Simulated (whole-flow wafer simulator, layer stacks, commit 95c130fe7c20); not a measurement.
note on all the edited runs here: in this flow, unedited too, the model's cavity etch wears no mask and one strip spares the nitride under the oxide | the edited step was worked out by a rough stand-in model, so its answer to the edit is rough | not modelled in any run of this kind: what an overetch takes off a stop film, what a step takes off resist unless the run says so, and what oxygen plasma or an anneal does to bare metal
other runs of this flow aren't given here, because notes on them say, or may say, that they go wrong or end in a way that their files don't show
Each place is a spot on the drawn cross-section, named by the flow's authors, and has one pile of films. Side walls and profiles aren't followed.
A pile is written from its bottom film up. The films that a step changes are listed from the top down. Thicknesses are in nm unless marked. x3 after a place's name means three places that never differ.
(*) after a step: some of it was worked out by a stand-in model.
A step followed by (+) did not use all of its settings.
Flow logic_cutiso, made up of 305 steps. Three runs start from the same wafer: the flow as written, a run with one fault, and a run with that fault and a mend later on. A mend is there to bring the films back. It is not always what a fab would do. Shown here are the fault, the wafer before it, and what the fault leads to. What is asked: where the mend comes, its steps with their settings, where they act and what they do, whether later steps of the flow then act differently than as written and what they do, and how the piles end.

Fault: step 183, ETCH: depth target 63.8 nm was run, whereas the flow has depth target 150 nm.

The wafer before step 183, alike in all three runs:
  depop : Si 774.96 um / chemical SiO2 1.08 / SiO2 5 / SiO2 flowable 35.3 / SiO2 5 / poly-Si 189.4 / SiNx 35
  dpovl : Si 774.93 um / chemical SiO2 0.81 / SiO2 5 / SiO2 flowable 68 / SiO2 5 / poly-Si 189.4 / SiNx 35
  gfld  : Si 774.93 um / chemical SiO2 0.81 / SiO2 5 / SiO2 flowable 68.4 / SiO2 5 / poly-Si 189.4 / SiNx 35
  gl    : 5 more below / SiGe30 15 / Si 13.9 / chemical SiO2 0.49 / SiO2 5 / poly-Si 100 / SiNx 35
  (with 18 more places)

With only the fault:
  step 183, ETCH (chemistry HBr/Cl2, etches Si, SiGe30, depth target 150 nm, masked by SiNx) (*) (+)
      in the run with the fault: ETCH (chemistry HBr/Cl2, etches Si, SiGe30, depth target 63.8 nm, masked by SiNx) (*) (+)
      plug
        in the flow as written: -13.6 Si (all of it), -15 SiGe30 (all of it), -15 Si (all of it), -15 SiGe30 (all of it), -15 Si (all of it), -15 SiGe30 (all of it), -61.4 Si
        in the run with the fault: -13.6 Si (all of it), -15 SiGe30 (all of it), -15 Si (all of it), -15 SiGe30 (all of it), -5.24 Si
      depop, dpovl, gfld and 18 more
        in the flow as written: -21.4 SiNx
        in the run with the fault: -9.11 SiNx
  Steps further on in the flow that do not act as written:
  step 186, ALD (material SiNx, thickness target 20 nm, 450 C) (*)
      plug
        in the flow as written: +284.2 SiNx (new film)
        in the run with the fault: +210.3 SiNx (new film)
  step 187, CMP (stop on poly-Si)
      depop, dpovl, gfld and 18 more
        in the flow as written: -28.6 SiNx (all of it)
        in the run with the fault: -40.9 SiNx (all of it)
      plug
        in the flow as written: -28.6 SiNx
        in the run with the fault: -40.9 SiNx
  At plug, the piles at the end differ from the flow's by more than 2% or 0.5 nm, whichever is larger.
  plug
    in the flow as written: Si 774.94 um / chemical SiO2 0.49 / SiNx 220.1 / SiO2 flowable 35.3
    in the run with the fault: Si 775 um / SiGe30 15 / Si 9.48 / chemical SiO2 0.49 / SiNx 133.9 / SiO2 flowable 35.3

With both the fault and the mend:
  The mend follows step 183.
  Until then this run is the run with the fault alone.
  step 183a, ETCH (chemistry HBr/Cl2, etches Si, SiGe30, depth target 86.2 nm, masked by SiNx) (*) (+) (a further turn of the flow's step 183, with different settings)
      depop, dpovl, gfld and 18 more
        -12.3 SiNx
      plug
        -9.76 Si (all of it), -15 SiGe30 (all of it), -61.4 Si
  Later steps of the flow that are run all act as written at every place that is followed.
  By the end, the piles equal the flow's at every place that both follow.
